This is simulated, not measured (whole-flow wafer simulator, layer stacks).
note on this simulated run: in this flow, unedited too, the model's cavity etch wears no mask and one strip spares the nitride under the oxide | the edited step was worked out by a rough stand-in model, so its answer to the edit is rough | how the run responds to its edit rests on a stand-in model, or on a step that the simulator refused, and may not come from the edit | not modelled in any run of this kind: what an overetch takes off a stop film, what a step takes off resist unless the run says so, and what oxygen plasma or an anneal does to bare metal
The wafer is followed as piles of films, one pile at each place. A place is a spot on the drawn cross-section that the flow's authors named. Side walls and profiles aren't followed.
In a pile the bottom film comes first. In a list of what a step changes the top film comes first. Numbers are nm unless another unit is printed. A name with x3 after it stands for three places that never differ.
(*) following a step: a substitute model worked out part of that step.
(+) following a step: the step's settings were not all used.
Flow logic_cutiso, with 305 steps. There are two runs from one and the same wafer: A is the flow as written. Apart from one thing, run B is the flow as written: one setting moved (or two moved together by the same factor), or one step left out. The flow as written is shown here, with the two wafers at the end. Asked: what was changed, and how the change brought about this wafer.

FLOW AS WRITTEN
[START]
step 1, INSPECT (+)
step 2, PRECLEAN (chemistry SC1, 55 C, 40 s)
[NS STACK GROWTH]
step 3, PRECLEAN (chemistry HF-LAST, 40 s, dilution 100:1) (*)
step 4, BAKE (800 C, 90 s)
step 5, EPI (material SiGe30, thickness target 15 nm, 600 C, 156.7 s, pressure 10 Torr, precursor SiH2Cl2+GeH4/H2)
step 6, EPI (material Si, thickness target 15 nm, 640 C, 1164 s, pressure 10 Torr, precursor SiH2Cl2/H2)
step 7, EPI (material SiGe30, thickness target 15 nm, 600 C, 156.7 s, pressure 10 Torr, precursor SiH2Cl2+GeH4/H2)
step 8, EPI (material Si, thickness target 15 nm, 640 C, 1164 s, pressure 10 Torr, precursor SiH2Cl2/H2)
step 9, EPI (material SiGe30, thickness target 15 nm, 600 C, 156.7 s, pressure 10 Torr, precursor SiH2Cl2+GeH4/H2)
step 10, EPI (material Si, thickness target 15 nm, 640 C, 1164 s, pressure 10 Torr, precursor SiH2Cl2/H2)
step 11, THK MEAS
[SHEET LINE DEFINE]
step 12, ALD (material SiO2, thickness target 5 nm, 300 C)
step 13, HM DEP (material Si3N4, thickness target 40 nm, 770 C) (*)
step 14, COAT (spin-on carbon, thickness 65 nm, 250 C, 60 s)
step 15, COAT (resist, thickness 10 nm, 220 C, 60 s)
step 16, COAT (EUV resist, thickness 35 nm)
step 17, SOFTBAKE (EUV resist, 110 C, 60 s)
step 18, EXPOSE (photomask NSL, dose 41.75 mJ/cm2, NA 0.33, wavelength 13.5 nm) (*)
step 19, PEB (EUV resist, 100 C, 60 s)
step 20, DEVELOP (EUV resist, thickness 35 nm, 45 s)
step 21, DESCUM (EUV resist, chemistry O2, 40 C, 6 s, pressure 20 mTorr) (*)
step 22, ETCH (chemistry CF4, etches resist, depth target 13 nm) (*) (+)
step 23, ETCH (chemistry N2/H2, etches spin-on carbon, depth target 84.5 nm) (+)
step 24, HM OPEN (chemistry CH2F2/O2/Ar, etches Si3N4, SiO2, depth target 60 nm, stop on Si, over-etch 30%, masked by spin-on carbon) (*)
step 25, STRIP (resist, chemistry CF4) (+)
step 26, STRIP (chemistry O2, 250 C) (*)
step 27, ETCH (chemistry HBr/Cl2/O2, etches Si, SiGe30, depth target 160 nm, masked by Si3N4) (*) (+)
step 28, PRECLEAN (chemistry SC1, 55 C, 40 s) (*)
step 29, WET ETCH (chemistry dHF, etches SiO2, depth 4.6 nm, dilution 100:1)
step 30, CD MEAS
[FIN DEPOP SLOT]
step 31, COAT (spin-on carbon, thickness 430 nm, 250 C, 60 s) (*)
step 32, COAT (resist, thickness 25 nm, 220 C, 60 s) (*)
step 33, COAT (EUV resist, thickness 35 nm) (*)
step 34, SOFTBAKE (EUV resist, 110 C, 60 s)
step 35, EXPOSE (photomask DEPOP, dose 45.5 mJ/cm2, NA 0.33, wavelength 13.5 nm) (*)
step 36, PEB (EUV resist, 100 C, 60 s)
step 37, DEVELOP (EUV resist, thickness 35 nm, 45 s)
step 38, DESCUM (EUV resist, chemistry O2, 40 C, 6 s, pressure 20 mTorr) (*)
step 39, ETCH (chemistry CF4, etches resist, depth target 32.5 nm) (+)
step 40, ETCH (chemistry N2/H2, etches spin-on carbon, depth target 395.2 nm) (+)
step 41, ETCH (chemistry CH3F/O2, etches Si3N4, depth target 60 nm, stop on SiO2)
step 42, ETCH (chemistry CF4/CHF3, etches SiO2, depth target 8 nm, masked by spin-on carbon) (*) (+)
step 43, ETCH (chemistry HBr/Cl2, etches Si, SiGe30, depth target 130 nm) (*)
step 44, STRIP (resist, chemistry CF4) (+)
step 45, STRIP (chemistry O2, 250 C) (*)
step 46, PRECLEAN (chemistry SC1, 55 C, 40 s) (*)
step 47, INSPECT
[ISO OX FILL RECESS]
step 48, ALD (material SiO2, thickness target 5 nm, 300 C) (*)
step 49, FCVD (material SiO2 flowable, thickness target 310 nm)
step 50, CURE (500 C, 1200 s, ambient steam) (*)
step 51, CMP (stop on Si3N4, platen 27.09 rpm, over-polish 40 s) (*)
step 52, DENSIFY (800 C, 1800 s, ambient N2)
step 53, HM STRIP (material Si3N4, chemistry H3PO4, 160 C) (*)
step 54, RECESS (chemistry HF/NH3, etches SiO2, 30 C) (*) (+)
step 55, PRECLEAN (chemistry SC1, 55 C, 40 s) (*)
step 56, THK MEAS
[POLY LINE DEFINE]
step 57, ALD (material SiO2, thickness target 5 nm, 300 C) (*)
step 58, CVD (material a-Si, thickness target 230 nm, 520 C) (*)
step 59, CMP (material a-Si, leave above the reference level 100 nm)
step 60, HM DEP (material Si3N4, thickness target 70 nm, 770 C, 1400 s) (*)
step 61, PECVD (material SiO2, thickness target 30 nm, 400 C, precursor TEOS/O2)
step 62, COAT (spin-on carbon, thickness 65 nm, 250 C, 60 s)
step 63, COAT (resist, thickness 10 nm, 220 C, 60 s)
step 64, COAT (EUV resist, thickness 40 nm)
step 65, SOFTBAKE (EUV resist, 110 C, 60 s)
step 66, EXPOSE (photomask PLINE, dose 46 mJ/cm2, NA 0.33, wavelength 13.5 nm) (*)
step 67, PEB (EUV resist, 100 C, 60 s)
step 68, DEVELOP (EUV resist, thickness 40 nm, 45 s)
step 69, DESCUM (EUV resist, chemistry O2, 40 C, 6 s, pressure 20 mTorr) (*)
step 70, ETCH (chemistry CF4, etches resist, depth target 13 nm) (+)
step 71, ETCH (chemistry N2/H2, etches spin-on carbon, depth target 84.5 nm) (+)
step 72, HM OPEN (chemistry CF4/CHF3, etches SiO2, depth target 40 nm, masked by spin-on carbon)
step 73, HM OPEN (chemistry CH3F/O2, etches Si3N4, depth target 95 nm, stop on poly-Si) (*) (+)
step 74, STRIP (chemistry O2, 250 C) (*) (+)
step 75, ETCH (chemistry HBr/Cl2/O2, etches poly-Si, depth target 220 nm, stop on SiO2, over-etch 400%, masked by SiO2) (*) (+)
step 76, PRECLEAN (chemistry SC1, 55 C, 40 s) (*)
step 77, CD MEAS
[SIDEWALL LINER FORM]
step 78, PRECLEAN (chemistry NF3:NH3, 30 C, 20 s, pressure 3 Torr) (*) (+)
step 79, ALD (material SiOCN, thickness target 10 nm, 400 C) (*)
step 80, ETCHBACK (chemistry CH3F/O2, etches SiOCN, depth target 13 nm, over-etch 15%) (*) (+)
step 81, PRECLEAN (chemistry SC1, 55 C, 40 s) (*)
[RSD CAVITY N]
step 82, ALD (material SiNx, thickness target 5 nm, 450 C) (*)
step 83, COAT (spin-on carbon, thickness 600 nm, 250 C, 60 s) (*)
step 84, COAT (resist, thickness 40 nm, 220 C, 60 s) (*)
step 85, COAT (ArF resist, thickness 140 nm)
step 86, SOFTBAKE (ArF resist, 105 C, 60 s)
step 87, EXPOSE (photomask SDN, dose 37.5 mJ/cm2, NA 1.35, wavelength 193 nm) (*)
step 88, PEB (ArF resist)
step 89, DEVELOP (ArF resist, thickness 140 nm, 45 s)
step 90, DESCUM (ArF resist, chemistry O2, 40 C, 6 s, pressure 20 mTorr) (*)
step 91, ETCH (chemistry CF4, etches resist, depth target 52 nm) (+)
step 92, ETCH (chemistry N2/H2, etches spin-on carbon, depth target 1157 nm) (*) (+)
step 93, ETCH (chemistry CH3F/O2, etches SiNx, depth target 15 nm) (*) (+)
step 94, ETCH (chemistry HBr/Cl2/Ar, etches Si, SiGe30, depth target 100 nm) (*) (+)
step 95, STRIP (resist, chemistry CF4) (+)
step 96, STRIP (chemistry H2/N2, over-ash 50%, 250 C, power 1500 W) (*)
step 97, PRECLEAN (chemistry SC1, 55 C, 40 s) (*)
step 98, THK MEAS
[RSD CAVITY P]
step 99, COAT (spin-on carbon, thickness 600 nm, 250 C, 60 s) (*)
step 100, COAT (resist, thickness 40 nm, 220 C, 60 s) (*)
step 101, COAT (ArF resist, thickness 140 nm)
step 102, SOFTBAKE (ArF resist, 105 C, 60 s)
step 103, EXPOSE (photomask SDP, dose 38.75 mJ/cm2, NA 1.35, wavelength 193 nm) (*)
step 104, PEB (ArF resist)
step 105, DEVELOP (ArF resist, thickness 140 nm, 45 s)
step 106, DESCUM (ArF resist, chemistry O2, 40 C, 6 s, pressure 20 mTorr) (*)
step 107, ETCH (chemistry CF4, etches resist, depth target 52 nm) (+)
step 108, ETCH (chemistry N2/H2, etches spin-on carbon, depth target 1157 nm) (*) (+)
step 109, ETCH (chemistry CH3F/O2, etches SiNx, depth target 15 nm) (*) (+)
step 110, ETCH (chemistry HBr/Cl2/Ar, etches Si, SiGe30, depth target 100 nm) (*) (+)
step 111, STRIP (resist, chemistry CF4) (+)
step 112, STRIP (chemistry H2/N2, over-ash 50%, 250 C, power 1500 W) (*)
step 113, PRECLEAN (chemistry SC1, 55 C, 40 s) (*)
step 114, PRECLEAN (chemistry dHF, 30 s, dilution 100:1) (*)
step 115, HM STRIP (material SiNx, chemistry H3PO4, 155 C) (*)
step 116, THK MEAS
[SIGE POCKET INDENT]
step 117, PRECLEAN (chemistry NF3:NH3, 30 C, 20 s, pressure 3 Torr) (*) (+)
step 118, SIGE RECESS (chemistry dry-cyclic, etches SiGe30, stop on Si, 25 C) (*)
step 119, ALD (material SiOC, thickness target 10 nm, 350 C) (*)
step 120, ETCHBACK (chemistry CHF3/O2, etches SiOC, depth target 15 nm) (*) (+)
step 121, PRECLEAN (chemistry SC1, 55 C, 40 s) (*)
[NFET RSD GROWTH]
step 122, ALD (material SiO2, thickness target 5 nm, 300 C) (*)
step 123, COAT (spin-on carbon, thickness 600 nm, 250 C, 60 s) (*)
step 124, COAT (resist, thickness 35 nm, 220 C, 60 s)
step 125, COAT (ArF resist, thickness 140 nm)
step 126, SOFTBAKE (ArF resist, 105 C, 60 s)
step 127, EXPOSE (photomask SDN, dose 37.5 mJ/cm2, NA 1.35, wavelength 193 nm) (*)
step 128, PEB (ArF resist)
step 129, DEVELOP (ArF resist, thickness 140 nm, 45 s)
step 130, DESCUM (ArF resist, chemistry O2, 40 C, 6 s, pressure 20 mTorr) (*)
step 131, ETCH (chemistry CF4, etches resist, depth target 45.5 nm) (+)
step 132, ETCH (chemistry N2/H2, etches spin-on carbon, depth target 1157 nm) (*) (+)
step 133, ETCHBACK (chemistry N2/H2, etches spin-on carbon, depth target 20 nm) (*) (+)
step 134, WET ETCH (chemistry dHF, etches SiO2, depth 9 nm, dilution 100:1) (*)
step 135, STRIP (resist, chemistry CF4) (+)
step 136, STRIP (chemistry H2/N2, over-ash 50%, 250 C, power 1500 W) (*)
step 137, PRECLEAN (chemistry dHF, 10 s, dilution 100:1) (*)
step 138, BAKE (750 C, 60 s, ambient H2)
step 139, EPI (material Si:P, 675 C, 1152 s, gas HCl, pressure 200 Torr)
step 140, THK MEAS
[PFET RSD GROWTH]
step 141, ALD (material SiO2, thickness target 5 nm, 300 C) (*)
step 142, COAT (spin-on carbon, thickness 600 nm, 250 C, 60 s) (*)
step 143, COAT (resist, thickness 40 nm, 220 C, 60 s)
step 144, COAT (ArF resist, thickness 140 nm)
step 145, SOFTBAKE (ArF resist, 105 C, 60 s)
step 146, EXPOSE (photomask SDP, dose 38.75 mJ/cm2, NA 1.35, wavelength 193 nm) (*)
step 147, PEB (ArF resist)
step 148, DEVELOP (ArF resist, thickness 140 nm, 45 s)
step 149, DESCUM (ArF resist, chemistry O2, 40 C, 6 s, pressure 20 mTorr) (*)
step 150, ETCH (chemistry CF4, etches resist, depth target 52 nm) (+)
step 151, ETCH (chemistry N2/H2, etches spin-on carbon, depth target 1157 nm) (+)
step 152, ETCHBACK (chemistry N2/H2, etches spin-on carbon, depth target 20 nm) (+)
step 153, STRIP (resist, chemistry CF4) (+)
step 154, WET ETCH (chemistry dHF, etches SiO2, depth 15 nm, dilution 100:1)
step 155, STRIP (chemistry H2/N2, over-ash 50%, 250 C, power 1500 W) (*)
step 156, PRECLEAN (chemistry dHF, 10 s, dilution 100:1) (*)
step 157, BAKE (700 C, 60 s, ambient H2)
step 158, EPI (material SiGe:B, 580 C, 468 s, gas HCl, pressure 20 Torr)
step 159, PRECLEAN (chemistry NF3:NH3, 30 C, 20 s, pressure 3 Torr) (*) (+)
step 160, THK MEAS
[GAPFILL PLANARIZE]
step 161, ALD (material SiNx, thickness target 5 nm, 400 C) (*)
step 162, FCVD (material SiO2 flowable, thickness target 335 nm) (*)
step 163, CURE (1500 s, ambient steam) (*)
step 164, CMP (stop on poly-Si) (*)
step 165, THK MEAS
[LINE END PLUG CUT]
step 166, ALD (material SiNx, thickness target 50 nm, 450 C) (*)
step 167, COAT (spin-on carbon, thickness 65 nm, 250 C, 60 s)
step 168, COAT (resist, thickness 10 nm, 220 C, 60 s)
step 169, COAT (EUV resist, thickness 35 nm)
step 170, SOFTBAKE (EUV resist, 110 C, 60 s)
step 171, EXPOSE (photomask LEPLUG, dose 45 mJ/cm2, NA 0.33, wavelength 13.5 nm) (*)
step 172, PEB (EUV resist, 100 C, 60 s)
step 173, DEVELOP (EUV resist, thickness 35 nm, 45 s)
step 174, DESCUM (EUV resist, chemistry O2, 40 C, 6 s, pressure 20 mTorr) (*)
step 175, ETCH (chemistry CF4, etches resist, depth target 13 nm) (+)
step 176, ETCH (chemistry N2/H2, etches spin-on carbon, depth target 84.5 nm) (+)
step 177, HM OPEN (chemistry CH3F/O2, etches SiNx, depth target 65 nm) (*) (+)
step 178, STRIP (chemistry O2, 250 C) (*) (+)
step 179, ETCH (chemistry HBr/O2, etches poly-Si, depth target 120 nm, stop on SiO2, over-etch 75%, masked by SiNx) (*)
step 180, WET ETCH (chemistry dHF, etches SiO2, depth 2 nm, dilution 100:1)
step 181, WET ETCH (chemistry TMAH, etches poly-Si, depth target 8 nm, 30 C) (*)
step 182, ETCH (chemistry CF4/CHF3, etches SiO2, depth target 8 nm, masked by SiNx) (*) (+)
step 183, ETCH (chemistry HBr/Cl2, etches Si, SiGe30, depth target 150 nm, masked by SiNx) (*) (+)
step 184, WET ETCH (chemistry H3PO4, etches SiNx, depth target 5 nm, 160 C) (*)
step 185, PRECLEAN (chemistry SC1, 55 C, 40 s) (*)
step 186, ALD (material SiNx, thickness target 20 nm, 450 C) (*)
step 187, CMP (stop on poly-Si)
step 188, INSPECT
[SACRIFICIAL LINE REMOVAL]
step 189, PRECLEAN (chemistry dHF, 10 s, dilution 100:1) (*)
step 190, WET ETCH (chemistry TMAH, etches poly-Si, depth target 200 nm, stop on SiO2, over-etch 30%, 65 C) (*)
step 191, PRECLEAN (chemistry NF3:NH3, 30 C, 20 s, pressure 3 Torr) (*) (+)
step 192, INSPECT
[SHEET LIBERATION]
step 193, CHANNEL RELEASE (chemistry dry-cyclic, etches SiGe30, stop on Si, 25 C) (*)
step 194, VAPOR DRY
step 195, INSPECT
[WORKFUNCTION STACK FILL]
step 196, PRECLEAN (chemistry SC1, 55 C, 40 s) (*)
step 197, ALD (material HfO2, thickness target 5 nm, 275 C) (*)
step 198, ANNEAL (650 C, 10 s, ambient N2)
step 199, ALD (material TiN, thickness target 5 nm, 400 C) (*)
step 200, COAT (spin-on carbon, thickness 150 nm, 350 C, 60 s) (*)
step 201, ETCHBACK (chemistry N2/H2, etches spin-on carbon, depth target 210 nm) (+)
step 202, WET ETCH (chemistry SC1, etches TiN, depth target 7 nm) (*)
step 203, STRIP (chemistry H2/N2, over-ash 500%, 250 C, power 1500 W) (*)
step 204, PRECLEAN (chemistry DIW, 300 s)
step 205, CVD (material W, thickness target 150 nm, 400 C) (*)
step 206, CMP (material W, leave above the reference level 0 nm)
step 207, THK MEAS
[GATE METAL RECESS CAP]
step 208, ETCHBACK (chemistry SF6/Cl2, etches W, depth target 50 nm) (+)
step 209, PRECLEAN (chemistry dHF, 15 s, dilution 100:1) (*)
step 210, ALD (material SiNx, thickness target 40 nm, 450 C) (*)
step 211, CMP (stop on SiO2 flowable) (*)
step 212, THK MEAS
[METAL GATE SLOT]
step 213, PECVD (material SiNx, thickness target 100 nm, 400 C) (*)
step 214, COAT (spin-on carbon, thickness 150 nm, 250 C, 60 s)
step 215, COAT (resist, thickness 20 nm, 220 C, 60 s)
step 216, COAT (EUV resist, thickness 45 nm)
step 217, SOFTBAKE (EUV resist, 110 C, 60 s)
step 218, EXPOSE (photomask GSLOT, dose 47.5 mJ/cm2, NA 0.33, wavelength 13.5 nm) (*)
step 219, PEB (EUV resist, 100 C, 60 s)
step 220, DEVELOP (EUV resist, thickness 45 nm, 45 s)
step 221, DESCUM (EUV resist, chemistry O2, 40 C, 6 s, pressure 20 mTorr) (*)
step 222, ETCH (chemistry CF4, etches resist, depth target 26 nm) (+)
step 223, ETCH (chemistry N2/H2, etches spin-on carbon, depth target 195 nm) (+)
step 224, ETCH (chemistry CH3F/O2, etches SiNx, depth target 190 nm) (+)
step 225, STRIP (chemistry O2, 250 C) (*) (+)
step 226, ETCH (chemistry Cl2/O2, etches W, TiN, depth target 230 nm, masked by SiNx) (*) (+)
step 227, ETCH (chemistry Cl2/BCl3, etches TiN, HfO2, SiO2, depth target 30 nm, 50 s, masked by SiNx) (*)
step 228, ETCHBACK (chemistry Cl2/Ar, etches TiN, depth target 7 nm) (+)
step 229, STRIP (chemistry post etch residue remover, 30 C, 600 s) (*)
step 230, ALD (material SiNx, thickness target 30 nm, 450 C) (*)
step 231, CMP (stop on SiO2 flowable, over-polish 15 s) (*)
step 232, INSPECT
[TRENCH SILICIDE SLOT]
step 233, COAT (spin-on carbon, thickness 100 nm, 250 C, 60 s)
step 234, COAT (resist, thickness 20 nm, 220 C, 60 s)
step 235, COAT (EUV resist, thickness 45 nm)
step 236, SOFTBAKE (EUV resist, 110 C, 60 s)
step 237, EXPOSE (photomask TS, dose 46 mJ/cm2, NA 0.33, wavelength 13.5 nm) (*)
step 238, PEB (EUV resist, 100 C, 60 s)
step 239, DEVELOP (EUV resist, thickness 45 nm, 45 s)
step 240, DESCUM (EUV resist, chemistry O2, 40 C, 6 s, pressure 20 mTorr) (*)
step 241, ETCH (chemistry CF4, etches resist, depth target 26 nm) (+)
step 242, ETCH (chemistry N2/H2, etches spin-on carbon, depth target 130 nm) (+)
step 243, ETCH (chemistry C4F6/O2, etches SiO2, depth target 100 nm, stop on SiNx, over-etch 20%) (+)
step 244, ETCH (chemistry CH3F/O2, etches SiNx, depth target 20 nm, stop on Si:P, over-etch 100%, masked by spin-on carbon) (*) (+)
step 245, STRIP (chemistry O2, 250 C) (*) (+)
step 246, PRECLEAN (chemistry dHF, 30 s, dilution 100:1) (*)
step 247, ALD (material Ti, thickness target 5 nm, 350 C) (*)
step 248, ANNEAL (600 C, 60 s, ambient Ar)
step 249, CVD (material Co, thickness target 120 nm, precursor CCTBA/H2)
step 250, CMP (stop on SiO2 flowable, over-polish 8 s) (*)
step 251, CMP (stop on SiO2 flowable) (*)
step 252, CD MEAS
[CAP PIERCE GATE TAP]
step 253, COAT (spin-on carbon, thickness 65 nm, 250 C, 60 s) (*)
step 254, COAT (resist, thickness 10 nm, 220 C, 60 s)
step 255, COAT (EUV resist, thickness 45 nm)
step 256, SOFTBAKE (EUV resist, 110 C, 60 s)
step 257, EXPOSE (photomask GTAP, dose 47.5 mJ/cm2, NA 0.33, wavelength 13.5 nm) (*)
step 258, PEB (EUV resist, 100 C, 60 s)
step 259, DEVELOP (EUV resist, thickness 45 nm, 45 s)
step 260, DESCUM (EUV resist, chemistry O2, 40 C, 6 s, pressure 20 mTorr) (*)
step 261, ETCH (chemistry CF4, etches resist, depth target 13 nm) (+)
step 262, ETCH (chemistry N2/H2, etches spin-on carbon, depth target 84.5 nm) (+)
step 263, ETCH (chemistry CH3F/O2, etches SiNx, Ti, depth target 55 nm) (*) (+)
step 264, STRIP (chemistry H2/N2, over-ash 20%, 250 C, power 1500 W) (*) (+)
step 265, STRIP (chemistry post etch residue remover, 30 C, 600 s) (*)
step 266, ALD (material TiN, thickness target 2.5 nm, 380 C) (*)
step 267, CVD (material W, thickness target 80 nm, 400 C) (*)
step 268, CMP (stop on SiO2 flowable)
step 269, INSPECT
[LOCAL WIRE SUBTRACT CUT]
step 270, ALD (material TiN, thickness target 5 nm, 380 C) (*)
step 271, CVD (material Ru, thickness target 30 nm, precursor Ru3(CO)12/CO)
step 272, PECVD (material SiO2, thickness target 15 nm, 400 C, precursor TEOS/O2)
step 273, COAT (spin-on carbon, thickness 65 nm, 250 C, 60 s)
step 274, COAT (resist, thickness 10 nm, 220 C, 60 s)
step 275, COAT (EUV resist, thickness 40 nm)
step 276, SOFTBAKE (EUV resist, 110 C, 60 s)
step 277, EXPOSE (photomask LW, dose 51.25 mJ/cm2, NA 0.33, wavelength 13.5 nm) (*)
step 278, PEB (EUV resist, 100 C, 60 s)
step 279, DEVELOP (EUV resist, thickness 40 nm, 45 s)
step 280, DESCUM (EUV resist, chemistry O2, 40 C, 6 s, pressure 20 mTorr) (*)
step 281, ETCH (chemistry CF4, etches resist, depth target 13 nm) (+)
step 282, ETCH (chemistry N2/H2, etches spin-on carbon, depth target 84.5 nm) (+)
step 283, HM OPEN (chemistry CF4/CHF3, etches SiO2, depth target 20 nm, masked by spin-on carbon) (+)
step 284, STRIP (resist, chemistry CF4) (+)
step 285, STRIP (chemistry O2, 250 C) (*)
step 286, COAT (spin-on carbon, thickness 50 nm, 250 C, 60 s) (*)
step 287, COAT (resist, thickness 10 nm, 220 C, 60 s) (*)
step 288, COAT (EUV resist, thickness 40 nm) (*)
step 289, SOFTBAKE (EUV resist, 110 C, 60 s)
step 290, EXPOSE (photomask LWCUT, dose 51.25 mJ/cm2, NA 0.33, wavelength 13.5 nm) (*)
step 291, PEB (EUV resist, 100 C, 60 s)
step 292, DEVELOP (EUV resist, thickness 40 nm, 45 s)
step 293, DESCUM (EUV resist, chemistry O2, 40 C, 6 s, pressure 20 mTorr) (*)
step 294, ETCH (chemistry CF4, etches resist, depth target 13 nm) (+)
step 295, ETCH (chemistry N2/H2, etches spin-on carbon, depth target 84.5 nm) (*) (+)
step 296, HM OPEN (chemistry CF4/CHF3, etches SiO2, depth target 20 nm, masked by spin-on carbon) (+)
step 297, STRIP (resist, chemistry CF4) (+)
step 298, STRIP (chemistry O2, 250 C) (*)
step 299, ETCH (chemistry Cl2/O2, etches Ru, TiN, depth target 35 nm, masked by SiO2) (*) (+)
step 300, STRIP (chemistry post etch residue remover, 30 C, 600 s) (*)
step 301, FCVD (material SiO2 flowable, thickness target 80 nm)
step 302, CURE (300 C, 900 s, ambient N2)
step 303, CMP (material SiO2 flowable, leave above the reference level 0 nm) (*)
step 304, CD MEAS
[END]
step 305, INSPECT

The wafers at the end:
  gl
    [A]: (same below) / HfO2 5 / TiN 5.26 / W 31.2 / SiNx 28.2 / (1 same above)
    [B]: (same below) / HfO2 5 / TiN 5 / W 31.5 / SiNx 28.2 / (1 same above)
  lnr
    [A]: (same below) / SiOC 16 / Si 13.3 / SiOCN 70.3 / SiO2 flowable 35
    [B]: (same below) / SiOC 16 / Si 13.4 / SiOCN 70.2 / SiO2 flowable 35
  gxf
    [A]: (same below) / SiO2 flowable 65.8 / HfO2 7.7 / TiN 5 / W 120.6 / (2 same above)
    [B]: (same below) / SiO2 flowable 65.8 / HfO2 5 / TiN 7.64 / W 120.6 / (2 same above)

Cause: step 75, ETCH: depth target 88 nm was run, whereas the flow has depth target 220 nm.

The path from the change to this, step by step:
  step 75, ETCH (chemistry HBr/Cl2/O2, etches poly-Si, depth target 220 nm, stop on SiO2, over-etch 400%, masked by SiO2) (*) (+)
      lnr, lnrp, lnrt, rsdn, rsdp, rsdw, rsdx: A chemical SiO2 loses 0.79 (all of it), poly-Si loses 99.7 (all of it), SiO2 loses 5 (all of it) | B chemical SiO2 loses 0.79 (all of it), poly-Si loses 99.7 (all of it), SiO2 loses 1.7
      depop, dpovl, gfld and 10 more: A SiO2 loses 9.58 | B SiO2 loses 7.05
      (and at 2 other places as well)
  step 78, PRECLEAN (chemistry NF3:NH3, 30 C, 20 s, pressure 3 Torr) (*) (+)
      lnr, lnrp, lnrt, rsdn, rsdp, rsdw, rsdx: A chemical SiO2 loses 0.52 (all of it) | B SiO2 loses 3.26 (all of it), chemical SiO2 loses 0.49 (all of it)
      iso, lnri: A SiO2 loses 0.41 (all of it), SiO2 flowable loses 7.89 | B SiO2 loses 3.71 (all of it), SiO2 flowable loses 4.08
  step 120, ETCHBACK (chemistry CHF3/O2, etches SiOC, depth target 15 nm) (*) (+)
      gl, tap: A SiOC loses 10 (all of it), SiO2 loses 4.21 (all of it), Si3N4 loses 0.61 | B SiOC loses 10 (all of it), SiO2 loses 5
      glp: A SiOC loses 10 (all of it), SiO2 loses 4.25 (all of it), Si3N4 loses 0.58 | B SiOC loses 10 (all of it), SiO2 loses 5
      (and at 2 other places as well)
  step 122, ALD (material SiO2, thickness target 5 nm, 300 C) (*)
      gl, glp, tap: A SiO2 gains 5 (new film) | B SiO2 gains 5
      gxn: A SiO2 gains 6.76 (new film) | B SiO2 gains 7.18
      (and at 1 other place as well)
  step 132, ETCH (chemistry N2/H2, etches spin-on carbon, depth target 1157 nm) (*) (+)
      gl, tap: A spin-on carbon loses 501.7 (all of it), SiO2 loses 5 (all of it), Si3N4 loses 0.5 | B spin-on carbon loses 501.5 (all of it), SiO2 loses 6.06
  step 133, ETCHBACK (chemistry N2/H2, etches spin-on carbon, depth target 20 nm) (*) (+)
      gl, tap: A Si3N4 loses 0.56 | B SiO2 loses 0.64 (all of it), Si3N4 loses 0.24
      gxn: A SiO2 loses 0.7 (all of it), Si3N4 loses 0.21 | B SiO2 loses 1.11
  step 134, WET ETCH (chemistry dHF, etches SiO2, depth 9 nm, dilution 100:1) (*)
      gxn: A Si3N4 loses 0.34 | B SiO2 loses 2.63 (all of it), Si3N4 loses 0.19
  step 141, ALD (material SiO2, thickness target 5 nm, 300 C) (*)
      gxn: A SiO2 gains 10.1 (new film) | B SiO2 gains 12.2 (new film)
  step 153, STRIP (resist, chemistry CF4) (+)
      gxp: A SiO2 loses 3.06 (all of it) | B SiO2 loses 5.33
      glp: A SiO2 loses 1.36 (all of it) | B SiO2 loses 3.05 (all of it)
  step 154, WET ETCH (chemistry dHF, etches SiO2, depth 15 nm, dilution 100:1)
      gxp: A nothing | B SiO2 loses 0.78 (all of it)
  step 161, ALD (material SiNx, thickness target 5 nm, 400 C) (*)
      gxp: A SiNx gains 5 (new film) | B SiNx gains 5.65 (new film)
  step 164, CMP (stop on poly-Si) (*)
      depop, dpovl, isow, ns, nsgap: A SiO2 flowable loses 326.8 (all of it), SiNx loses 5 (all of it), SiO2 loses 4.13 (all of it), Si3N4 loses 70 (all of it) | B SiO2 flowable loses 326.8 (all of it), SiNx loses 5 (all of it), SiO2 loses 6.65 (all of it), Si3N4 loses 70 (all of it)
      gfld, gxf, plug: A SiO2 flowable loses 251.9 (all of it), SiNx loses 5 (all of it), SiO2 loses 4.13 (all of it), Si3N4 loses 70 (all of it) | B SiO2 flowable loses 251.5 (all of it), SiNx loses 5 (all of it), SiO2 loses 6.65 (all of it), Si3N4 loses 70 (all of it)
      (and at 8 other places as well)
  step 197, ALD (material HfO2, thickness target 5 nm, 275 C) (*)
      gxf: A HfO2 gains 7.7 (new film) | B HfO2 gains 5 (new film)
  step 199, ALD (material TiN, thickness target 5 nm, 400 C) (*)
      gfld: A TiN gains 7.64 (new film) | B TiN gains 5.6 (new film)
      gxf: A TiN gains 5 (new film) | B TiN gains 7.64 (new film)
  step 226, ETCH (chemistry Cl2/O2, etches W, TiN, depth target 230 nm, masked by SiNx) (*) (+)
      gfld: A W loses 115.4 (all of it), TiN loses 7.64 (all of it), HfO2 loses 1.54 | B W loses 117.5 (all of it), TiN loses 5.6 (all of it), HfO2 loses 1.54
